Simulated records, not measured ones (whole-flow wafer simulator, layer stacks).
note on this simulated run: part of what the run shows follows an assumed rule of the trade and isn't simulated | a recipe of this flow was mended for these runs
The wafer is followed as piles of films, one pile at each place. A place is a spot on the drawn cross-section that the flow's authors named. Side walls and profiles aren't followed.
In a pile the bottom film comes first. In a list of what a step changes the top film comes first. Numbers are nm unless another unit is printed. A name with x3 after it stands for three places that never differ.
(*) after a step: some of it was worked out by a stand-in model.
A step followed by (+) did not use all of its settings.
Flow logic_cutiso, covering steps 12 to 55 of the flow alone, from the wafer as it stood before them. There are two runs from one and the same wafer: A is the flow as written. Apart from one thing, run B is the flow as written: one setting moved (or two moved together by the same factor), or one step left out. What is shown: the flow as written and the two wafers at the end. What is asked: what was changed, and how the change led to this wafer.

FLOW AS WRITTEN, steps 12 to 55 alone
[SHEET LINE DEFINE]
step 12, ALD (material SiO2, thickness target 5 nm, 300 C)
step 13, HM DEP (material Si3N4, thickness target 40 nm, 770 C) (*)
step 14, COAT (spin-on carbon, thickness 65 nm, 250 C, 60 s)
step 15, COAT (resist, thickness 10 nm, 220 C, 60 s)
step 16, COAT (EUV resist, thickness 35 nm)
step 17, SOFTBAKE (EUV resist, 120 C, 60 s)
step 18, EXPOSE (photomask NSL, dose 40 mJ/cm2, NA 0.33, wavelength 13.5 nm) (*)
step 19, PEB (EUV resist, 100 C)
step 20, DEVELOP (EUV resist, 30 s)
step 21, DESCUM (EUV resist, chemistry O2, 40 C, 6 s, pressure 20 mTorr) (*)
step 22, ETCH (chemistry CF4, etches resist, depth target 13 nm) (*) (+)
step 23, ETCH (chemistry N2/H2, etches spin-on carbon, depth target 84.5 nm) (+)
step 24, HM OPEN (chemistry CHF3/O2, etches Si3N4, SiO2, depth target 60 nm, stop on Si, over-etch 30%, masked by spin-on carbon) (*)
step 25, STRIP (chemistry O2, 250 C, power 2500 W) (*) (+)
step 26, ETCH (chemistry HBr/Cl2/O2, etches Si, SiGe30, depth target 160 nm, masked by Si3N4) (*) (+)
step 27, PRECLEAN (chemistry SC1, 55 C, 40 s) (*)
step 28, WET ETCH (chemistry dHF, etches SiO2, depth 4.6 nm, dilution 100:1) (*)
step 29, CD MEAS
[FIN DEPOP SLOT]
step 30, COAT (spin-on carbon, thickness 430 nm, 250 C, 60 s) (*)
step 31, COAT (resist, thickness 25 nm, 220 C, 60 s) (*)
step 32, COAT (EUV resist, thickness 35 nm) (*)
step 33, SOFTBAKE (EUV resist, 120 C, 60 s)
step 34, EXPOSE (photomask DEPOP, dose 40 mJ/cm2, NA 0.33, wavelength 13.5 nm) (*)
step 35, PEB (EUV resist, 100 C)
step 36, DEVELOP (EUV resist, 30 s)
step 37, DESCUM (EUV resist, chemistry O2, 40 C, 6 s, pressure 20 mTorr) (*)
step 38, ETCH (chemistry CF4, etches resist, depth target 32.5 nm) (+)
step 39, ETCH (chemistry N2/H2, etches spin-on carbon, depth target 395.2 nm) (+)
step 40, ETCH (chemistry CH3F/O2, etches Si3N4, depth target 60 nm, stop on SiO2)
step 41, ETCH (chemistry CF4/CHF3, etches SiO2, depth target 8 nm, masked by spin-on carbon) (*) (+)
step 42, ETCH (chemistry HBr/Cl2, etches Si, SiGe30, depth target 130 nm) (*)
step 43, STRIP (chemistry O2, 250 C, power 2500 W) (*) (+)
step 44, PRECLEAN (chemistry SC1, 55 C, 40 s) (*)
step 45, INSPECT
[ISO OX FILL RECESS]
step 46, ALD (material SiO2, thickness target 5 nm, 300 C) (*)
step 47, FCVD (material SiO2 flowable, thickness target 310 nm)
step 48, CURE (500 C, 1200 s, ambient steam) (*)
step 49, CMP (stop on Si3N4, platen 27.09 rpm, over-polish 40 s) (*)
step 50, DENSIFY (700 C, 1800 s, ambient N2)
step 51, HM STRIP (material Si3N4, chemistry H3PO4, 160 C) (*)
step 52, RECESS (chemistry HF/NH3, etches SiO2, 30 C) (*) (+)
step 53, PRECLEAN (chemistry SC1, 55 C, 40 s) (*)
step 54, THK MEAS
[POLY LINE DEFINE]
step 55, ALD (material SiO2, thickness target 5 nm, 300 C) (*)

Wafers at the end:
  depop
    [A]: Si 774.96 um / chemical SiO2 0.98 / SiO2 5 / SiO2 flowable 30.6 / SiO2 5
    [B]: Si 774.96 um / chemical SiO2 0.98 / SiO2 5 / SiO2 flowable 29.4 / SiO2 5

What caused this: step 41, ETCH: depth target 5.1 nm was run, while the flow as written has depth target 8 nm.

Step by step, how the change led to this:
  step 41, ETCH (chemistry CF4/CHF3, etches SiO2, depth target 8 nm, masked by spin-on carbon) (*) (+)
      gfld: A resist loses 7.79 (all of it), spin-on carbon loses 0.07 | B resist loses 5.1
      gl: A resist loses 6.59 (all of it), spin-on carbon loses 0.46 | B resist loses 5.1
      (as well as at 20 more places)
  step 42, ETCH (chemistry HBr/Cl2, etches Si, SiGe30, depth target 130 nm) (*)
      gfld: A spin-on carbon loses 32 | B resist loses 2.69 (all of it), spin-on carbon loses 28.2
      gl: A spin-on carbon loses 32 | B resist loses 1.49 (all of it), spin-on carbon loses 29.9
      (as well as at 17 more places)
